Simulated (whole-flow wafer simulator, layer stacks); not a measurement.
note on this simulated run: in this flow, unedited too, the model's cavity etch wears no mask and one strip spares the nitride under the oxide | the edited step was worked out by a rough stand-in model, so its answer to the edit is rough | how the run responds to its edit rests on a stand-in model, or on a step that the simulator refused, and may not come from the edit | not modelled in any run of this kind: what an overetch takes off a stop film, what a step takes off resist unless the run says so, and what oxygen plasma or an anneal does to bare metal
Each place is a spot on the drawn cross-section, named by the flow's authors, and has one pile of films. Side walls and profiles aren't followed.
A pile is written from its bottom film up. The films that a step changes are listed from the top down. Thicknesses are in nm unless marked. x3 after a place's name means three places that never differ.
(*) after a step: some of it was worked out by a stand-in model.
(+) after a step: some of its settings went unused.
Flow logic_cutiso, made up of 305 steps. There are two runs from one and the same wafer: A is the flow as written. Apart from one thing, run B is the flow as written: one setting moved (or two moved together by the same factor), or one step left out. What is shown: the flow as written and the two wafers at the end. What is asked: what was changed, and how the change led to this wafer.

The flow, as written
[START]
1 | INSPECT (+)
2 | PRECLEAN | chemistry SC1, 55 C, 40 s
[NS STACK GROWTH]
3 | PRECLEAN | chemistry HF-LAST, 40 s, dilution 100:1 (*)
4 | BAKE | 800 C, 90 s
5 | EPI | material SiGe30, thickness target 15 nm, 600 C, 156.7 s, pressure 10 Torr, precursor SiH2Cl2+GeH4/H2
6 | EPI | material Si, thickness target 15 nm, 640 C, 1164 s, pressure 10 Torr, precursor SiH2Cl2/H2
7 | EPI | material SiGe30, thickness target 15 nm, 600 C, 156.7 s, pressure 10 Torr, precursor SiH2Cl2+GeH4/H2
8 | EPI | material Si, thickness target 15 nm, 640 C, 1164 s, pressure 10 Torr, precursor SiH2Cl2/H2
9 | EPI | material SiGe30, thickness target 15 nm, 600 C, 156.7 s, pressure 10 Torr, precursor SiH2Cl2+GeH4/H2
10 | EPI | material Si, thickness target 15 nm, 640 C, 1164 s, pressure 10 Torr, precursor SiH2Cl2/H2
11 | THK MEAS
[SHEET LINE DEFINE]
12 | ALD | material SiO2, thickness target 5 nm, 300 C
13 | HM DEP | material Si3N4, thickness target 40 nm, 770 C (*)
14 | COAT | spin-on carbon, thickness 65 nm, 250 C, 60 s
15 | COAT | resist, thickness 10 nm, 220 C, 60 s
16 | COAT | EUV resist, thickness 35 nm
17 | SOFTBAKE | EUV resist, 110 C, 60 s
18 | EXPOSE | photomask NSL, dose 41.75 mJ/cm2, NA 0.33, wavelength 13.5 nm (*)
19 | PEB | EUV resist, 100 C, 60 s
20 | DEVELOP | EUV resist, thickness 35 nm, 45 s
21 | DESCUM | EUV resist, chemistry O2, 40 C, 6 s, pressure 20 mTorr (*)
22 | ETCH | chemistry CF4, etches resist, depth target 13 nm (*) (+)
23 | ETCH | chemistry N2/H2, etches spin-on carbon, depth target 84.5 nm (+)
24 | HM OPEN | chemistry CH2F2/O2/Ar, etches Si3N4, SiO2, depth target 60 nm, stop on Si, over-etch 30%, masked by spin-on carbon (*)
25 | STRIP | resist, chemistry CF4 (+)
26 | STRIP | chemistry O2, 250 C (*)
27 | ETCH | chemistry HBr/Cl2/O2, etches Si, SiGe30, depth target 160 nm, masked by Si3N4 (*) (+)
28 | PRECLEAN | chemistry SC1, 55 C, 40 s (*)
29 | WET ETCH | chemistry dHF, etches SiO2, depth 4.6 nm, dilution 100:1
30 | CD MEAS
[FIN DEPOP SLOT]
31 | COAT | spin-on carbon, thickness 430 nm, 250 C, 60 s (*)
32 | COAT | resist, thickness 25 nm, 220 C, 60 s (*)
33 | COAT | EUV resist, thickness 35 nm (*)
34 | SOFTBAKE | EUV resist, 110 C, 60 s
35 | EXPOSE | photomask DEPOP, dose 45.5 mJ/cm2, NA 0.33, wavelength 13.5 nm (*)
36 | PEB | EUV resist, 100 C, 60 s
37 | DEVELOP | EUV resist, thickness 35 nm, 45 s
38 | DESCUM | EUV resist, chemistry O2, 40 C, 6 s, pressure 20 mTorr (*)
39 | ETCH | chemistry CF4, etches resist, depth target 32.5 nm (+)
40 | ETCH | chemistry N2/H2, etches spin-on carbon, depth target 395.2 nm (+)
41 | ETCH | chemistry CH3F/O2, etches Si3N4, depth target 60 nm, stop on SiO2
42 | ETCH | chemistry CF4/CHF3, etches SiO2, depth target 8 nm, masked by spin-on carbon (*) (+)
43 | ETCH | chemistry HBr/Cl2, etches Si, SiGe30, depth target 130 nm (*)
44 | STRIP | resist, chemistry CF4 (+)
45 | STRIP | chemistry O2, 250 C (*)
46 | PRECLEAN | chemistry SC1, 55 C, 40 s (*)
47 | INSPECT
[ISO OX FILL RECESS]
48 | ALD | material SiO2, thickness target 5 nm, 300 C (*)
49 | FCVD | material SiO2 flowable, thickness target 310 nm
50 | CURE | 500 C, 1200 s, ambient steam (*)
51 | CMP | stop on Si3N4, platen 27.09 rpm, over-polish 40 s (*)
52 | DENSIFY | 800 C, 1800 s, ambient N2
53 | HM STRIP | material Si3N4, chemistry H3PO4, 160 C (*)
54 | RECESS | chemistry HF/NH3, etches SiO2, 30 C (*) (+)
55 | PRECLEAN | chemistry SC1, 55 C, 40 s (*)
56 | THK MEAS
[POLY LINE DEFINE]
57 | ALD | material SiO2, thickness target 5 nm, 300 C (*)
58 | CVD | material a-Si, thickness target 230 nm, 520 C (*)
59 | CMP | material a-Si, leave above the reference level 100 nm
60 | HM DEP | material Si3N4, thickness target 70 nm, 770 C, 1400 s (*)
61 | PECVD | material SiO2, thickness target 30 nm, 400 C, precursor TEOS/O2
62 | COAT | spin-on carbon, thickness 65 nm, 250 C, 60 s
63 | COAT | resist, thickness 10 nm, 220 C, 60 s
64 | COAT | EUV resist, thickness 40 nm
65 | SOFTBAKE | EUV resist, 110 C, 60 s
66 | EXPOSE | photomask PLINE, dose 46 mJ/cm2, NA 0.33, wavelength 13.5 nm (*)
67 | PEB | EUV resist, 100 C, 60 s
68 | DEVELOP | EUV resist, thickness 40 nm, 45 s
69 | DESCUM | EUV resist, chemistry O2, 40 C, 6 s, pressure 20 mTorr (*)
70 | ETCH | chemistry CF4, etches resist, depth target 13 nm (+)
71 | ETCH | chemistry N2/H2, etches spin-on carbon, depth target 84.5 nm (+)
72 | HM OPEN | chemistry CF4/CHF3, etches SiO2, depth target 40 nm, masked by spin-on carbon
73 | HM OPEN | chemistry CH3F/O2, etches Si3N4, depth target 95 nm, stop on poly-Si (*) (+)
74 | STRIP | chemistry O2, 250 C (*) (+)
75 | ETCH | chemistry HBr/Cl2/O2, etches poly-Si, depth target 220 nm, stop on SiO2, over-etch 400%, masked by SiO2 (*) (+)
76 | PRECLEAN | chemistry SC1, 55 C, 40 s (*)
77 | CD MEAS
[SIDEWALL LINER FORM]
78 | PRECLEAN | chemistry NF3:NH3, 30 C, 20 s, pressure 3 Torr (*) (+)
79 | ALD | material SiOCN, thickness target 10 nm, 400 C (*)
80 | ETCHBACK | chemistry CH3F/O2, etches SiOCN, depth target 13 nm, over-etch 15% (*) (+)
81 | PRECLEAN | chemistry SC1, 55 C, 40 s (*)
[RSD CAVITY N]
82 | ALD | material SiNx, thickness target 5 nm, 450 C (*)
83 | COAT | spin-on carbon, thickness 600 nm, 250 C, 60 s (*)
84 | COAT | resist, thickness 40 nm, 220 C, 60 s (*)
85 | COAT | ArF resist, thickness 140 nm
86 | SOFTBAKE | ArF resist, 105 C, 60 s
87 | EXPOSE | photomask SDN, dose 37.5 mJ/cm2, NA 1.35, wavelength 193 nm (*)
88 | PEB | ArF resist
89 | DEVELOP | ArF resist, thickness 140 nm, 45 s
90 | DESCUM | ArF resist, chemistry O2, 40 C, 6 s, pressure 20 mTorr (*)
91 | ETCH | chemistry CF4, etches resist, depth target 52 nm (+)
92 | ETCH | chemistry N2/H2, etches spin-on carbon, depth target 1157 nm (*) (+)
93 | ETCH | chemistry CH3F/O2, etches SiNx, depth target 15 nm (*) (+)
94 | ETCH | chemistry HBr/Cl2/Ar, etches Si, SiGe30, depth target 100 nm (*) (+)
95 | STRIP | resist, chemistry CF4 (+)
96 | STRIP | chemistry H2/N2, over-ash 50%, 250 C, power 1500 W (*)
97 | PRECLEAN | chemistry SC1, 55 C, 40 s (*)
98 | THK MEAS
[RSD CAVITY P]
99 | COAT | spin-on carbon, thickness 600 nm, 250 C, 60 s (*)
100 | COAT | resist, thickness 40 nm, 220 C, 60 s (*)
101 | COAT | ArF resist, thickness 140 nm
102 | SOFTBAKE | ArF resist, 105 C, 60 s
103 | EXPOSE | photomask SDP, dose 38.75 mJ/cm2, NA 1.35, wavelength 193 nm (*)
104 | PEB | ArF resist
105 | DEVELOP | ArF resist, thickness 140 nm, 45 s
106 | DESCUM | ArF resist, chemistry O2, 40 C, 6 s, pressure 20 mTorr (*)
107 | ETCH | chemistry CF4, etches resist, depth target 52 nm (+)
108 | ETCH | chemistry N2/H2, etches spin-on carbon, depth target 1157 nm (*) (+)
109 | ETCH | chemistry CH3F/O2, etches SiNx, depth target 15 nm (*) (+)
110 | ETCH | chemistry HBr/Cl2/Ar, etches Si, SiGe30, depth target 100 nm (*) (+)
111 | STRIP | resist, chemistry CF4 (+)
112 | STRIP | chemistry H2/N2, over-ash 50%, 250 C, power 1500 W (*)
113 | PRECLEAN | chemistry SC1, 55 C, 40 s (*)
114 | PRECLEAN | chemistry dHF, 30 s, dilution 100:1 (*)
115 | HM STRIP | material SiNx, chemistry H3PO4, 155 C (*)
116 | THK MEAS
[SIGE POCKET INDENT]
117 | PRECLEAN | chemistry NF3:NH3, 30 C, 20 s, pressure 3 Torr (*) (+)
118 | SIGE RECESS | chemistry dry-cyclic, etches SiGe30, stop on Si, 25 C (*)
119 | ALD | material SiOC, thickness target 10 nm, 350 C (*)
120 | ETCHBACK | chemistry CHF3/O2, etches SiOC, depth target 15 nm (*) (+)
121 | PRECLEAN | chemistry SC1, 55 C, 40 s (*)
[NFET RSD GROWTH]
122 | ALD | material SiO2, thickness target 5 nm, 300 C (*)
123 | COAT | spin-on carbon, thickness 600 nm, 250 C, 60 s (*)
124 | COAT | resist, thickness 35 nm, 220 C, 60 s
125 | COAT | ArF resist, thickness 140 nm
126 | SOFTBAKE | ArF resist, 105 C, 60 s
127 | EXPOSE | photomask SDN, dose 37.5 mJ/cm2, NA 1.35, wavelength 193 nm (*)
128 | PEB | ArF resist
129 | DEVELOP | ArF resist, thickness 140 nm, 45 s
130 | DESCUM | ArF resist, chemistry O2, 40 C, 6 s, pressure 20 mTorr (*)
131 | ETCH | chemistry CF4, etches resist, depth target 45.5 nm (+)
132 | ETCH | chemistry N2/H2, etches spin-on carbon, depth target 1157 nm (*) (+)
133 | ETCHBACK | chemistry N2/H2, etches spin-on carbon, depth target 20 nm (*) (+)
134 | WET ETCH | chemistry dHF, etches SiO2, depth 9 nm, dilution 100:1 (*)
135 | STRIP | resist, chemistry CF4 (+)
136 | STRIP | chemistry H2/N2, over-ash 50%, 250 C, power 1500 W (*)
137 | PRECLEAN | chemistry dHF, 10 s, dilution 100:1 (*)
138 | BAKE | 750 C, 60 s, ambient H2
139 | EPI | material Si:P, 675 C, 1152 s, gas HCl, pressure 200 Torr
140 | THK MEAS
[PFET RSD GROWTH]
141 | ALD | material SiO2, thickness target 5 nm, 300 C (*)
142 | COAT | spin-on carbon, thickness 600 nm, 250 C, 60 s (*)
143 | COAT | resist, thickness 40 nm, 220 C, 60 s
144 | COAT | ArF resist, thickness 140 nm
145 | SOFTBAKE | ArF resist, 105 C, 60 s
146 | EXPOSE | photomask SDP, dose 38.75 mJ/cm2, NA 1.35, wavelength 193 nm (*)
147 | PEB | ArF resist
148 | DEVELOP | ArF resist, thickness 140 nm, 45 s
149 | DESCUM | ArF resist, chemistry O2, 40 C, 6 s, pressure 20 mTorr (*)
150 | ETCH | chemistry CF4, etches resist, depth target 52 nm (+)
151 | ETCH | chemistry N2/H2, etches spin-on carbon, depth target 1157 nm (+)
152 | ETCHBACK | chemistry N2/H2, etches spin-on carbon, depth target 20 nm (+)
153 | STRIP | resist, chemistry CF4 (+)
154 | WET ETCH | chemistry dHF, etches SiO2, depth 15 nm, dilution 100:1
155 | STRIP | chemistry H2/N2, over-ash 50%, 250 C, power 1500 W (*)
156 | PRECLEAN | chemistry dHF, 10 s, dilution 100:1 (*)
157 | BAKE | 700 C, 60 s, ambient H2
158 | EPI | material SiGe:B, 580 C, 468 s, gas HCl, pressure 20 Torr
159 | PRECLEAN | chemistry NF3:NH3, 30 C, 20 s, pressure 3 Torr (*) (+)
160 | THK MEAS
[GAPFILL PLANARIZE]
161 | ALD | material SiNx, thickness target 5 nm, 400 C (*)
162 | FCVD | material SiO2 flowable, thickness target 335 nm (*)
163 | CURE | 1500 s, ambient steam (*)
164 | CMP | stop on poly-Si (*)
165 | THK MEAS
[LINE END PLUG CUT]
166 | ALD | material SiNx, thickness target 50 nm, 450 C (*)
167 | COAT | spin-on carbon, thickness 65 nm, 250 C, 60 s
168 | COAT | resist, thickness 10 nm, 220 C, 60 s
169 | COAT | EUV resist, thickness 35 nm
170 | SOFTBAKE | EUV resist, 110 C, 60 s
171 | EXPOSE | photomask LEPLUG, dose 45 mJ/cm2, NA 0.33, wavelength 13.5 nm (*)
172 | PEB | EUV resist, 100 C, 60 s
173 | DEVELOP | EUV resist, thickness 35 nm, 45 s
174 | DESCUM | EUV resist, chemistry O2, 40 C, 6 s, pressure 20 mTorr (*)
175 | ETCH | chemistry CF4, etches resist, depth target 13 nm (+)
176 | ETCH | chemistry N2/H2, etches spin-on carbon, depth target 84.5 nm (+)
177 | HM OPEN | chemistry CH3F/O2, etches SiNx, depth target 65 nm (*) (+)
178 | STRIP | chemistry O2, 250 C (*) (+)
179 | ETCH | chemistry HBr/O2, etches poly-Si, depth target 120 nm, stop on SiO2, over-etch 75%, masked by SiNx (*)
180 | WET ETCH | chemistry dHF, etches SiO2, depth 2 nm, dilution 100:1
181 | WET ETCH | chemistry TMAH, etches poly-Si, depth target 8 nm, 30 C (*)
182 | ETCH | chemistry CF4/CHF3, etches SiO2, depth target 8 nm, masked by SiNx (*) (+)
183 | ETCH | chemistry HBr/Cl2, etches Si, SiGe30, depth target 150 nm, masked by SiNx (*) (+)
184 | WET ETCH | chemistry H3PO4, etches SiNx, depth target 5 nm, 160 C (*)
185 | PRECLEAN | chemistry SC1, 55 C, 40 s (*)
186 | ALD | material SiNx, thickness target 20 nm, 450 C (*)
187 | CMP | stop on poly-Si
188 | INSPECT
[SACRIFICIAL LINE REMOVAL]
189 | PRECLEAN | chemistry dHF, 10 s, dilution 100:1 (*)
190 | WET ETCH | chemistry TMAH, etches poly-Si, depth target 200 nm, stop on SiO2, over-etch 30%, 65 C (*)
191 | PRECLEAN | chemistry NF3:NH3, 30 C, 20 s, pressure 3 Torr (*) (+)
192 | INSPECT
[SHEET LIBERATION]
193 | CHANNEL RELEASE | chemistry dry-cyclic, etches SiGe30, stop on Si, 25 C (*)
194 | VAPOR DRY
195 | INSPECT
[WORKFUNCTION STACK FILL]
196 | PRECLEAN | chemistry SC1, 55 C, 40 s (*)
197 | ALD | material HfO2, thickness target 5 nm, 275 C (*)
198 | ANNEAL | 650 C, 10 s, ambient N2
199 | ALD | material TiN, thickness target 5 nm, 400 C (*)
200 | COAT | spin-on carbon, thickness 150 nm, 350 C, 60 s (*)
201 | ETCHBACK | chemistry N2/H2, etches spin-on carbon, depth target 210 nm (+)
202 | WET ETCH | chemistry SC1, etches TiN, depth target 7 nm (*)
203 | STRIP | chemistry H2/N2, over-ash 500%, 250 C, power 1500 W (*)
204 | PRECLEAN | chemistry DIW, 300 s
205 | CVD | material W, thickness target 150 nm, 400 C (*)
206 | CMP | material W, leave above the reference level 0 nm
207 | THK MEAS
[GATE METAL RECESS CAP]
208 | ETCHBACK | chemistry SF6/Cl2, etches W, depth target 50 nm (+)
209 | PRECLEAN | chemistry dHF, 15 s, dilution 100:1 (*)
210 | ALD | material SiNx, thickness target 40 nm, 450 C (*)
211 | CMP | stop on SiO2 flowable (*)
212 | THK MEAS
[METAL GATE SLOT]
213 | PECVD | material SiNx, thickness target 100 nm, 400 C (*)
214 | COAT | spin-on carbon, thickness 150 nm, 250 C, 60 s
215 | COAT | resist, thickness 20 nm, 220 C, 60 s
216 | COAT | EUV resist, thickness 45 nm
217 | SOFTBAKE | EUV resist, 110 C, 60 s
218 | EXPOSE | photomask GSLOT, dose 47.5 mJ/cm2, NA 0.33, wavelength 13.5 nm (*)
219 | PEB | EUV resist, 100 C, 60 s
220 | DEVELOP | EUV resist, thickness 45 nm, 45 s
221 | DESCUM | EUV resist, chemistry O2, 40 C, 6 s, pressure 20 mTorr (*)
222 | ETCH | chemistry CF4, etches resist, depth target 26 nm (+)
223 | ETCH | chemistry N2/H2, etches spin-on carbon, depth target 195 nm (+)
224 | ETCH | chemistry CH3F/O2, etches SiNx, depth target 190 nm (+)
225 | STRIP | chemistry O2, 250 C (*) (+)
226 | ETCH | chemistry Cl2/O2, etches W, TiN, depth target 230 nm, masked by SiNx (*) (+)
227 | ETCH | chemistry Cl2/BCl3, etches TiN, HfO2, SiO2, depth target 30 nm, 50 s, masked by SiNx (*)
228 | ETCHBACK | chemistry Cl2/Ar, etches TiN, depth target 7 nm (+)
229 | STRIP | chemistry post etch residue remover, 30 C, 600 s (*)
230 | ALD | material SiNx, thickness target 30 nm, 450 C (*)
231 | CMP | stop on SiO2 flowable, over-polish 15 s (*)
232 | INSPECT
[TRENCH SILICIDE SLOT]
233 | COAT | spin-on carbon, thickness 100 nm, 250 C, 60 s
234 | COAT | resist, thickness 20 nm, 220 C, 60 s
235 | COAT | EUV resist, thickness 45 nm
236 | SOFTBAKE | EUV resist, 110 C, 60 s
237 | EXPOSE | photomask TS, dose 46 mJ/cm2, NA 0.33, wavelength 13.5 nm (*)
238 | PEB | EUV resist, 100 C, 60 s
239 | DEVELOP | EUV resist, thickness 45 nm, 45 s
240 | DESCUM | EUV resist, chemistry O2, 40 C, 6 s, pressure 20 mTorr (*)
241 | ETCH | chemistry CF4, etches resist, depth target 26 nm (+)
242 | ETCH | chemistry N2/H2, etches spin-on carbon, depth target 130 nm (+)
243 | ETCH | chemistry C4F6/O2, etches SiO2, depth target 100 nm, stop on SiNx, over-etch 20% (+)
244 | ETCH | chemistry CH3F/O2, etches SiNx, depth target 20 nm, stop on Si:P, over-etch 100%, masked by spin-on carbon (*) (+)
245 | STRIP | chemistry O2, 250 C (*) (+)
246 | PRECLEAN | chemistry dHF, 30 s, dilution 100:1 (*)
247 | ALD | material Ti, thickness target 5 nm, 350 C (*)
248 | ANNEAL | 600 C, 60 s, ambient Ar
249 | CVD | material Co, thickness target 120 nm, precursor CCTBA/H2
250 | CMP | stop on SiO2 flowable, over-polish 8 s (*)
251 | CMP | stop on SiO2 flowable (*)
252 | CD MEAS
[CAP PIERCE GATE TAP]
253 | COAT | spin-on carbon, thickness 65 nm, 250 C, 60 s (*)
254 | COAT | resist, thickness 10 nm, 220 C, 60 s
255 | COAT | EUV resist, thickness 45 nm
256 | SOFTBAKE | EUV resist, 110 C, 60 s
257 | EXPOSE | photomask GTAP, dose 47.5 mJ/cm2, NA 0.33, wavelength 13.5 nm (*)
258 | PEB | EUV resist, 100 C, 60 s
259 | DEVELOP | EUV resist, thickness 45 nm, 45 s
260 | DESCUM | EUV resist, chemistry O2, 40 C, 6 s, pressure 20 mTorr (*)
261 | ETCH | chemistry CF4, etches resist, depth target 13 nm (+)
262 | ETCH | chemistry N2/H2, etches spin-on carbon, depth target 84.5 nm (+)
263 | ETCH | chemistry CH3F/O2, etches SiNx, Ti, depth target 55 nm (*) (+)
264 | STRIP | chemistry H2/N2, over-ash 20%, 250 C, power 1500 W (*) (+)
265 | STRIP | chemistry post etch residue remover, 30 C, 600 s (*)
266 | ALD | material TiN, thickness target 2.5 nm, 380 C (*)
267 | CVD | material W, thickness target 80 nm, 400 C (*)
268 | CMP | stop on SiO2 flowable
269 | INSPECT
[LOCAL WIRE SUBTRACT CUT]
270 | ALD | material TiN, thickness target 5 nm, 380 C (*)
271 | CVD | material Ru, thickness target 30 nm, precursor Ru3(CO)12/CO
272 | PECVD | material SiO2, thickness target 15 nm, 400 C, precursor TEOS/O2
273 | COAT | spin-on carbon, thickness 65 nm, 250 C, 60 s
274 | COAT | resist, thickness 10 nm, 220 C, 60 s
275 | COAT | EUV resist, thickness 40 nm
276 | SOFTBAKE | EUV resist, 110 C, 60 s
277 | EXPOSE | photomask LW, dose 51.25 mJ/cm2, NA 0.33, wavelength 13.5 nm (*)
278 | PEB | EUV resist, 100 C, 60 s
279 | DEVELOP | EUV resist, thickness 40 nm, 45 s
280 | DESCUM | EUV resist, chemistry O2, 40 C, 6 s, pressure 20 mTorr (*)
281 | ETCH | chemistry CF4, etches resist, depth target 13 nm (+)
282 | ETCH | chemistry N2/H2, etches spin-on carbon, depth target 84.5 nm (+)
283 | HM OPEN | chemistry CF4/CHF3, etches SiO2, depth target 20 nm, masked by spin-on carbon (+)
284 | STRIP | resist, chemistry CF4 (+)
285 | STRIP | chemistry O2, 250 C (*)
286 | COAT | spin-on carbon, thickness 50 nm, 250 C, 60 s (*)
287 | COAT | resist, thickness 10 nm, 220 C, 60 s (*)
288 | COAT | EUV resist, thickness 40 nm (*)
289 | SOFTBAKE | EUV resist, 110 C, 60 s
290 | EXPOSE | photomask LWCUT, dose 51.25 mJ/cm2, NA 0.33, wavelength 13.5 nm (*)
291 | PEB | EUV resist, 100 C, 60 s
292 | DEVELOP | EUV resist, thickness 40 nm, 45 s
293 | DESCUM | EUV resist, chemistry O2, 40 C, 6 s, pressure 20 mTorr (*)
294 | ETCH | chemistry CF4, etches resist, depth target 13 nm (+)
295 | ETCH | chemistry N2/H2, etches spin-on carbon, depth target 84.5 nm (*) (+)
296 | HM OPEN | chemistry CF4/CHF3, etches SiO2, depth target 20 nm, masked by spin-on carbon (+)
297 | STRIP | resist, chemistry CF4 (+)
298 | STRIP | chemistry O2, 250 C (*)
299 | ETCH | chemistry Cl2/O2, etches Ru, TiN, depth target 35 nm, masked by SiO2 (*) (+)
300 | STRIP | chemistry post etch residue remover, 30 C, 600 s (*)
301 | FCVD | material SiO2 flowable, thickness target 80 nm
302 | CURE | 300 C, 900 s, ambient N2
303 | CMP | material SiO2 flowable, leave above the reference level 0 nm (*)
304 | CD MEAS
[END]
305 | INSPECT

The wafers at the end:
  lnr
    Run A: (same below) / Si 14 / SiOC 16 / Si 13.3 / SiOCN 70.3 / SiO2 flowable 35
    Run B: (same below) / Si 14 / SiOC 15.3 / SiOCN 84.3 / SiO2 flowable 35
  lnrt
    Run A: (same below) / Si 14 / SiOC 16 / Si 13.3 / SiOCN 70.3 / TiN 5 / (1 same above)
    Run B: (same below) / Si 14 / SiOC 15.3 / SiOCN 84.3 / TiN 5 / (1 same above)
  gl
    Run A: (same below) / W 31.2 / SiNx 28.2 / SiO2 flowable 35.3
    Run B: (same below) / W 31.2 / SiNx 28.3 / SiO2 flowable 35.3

The reason: step 75, ETCH: over-etch 540% was run, whereas the flow has over-etch 400%.

The path from the change to this, step by step:
  75 | ETCH | chemistry HBr/Cl2/O2, etches poly-Si, depth target 220 nm, stop on SiO2, over-etch 400%, masked by SiO2 (*) (+)
      lnr, lnrp, lnrt, rsdn, rsdp, rsdw, rsdx: A -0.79 chemical SiO2 (all of it), -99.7 poly-Si (all of it), -5 SiO2 (all of it) | B -0.79 chemical SiO2 (all of it), -99.7 poly-Si (all of it), -5 SiO2 (all of it), -0.49 chemical SiO2 (all of it), -13.9 Si (all of it)
      iso, lnri: A -0.79 chemical SiO2 (all of it), -189.1 poly-Si (all of it), -4.55 SiO2 | B -0.79 chemical SiO2 (all of it), -189.1 poly-Si (all of it), -5 SiO2 (all of it), -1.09 SiO2 flowable
      (also at 13 further places)
  80 | ETCHBACK | chemistry CH3F/O2, etches SiOCN, depth target 13 nm, over-etch 15% (*) (+)
      rsdn, rsdp, rsdw, rsdx: A -10 SiOCN (all of it), -0.7 Si | B -10 SiOCN (all of it), -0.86 SiGe30
      lnr, lnrp, lnrt: A +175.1 SiOCN | B +187.8 SiOCN
  94 | ETCH | chemistry HBr/Cl2/Ar, etches Si, SiGe30, depth target 100 nm (*) (+)
      rsdn, rsdx: A -0.49 chemical SiO2 (all of it), -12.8 Si (all of it), -15 SiGe30 (all of it), -15 Si (all of it), -15 SiGe30 (all of it), -15 Si (all of it), -15 SiGe30 (all of it), -12.2 Si | B -0.49 chemical SiO2 (all of it), -13.7 SiGe30 (all of it), -15 Si (all of it), -15 SiGe30 (all of it), -15 Si (all of it), -15 SiGe30 (all of it), -26.3 Si
  110 | ETCH | chemistry HBr/Cl2/Ar, etches Si, SiGe30, depth target 100 nm (*) (+)
      rsdp, rsdw: A -0.49 chemical SiO2 (all of it), -12.8 Si (all of it), -15 SiGe30 (all of it), -15 Si (all of it), -15 SiGe30 (all of it), -15 Si (all of it), -15 SiGe30 (all of it), -12.2 Si | B -0.49 chemical SiO2 (all of it), -13.7 SiGe30 (all of it), -15 Si (all of it), -15 SiGe30 (all of it), -15 Si (all of it), -15 SiGe30 (all of it), -26.3 Si
  118 | SIGE RECESS | chemistry dry-cyclic, etches SiGe30, stop on Si, 25 C (*)
      lnr, lnrp, lnrt: A -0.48 SiOCN, -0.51 Si, +16 cavity (new film), -15 SiGe30 (all of it), -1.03 Si, +16 cavity (new film), -15 SiGe30 (all of it), -1.03 Si, +16 cavity (new film), -15 SiGe30 (all of it), -0.51 Si | B -0.48 SiOCN, +15.3 cavity (new film), -14.8 SiGe30 (all of it), -1.03 Si, +16 cavity (new film), -15 SiGe30 (all of it), -1.03 Si, +16 cavity (new film), -15 SiGe30 (all of it), -0.51 Si
  119 | ALD | material SiOC, thickness target 10 nm, 350 C (*)
      lnr, lnrp, lnrt: A +10 SiOC (new film), +16 SiOC (new film), -16 cavity (all of it), +16 SiOC (new film), -16 cavity (all of it), +16 SiOC (new film), -16 cavity (all of it) | B +10 SiOC (new film), +15.3 SiOC (new film), -15.3 cavity (all of it), +16 SiOC (new film), -16 cavity (all of it), +16 SiOC (new film), -16 cavity (all of it)
  120 | ETCHBACK | chemistry CHF3/O2, etches SiOC, depth target 15 nm (*) (+)
      gxn: A -11 SiOC (all of it), -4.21 SiO2 (all of it) | B -10.8 SiOC (all of it), -2.88 SiO2 (all of it), -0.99 Si3N4
      gxp: A -11 SiOC (all of it), -4.25 SiO2 (all of it) | B -10.8 SiOC (all of it), -2.92 SiO2 (all of it), -0.98 Si3N4
      (also at 3 further places)
  122 | ALD | material SiO2, thickness target 5 nm, 300 C (*)
      gxn: A +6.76 SiO2 (new film) | B +5.83 SiO2 (new film)
      gxp: A +6.75 SiO2 (new film) | B +5.82 SiO2 (new film)
  132 | ETCH | chemistry N2/H2, etches spin-on carbon, depth target 1157 nm (*) (+)
      gxn: A -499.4 spin-on carbon (all of it), -6.06 SiO2 | B -496.4 spin-on carbon (all of it), -5.83 SiO2 (all of it), -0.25 Si3N4
  133 | ETCHBACK | chemistry N2/H2, etches spin-on carbon, depth target 20 nm (*) (+)
      gxn: A -0.7 SiO2 (all of it), -0.21 Si3N4 | B -0.56 Si3N4
  139 | EPI | material Si:P, 675 C, 1152 s, gas HCl, pressure 200 Torr
      rsdn, rsdx: A +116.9 Si:P (new film) | B +131 Si:P (new film)
  153 | STRIP | resist, chemistry CF4 (+)
      gxp: A -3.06 SiO2 (all of it) | B -1.86 SiO2 (all of it)
  158 | EPI | material SiGe:B, 580 C, 468 s, gas HCl, pressure 20 Torr
      rsdp, rsdw: A +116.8 SiGe:B (new film) | B +131 SiGe:B (new film)
  164 | CMP | stop on poly-Si (*)
      depop, dpovl, isow, ns, nsgap: A -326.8 SiO2 flowable (all of it), -5 SiNx (all of it), -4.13 SiO2 (all of it), -70 Si3N4 (all of it) | B -326.8 SiO2 flowable (all of it), -5 SiNx (all of it), -2.8 SiO2 (all of it), -70 Si3N4 (all of it)
      gfld, gxf: A -251.9 SiO2 flowable (all of it), -5 SiNx (all of it), -4.13 SiO2 (all of it), -70 Si3N4 (all of it) | B -252.3 SiO2 flowable (all of it), -5 SiNx (all of it), -2.8 SiO2 (all of it), -70 Si3N4 (all of it)
      (also at 1 further place)
